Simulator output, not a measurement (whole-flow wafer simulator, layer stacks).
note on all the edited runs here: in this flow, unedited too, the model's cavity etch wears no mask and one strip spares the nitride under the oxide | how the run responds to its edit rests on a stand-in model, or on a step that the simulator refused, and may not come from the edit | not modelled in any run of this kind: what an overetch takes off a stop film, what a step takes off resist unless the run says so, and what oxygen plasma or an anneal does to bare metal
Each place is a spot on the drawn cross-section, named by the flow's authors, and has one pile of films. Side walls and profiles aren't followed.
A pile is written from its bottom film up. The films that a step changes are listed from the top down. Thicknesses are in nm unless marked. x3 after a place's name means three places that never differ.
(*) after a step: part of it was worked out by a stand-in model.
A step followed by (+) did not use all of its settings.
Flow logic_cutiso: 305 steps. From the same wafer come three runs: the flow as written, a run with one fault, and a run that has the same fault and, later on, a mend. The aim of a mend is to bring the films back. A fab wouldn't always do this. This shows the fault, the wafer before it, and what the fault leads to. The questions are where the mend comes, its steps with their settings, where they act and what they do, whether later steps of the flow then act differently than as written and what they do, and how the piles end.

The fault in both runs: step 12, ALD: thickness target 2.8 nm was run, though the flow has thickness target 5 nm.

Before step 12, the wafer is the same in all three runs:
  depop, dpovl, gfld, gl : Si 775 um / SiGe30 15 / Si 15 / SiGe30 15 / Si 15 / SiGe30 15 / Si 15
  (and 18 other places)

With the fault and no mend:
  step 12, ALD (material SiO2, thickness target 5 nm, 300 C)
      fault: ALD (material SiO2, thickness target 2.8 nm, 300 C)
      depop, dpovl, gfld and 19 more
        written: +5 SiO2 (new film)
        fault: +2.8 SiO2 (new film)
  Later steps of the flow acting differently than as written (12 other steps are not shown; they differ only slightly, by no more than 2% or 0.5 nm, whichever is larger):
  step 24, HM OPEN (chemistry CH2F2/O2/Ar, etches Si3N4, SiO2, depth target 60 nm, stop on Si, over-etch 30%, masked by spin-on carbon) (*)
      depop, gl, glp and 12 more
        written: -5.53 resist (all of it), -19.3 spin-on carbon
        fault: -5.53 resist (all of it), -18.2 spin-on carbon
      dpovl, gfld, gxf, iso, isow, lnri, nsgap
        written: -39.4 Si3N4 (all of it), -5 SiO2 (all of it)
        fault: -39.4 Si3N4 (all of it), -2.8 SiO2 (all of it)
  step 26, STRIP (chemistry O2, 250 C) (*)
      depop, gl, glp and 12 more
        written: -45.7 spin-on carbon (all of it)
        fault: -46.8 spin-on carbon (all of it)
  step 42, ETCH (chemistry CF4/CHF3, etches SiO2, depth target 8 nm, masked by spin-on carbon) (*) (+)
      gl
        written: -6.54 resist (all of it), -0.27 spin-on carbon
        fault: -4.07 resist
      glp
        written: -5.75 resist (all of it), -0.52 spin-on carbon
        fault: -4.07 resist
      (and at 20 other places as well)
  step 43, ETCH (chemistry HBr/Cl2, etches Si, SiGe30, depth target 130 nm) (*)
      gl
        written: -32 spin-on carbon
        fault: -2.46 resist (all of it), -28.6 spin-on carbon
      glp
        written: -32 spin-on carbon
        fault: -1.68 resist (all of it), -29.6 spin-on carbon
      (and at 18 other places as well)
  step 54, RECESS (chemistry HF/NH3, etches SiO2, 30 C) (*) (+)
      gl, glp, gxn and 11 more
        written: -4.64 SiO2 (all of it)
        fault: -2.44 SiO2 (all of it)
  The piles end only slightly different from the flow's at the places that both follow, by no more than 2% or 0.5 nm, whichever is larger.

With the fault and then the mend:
  The mend stands after step 12.
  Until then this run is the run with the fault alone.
  step 12a, ALD (material SiO2, thickness target 2.2 nm, 300 C) (*) (the flow's step 12, run once more with other settings)
      depop, dpovl, gfld and 19 more
        +2.2 SiO2
  Every later step of the flow that is run acts as written at every place that is followed.
  By the end, the piles equal the flow's at every place that both follow.
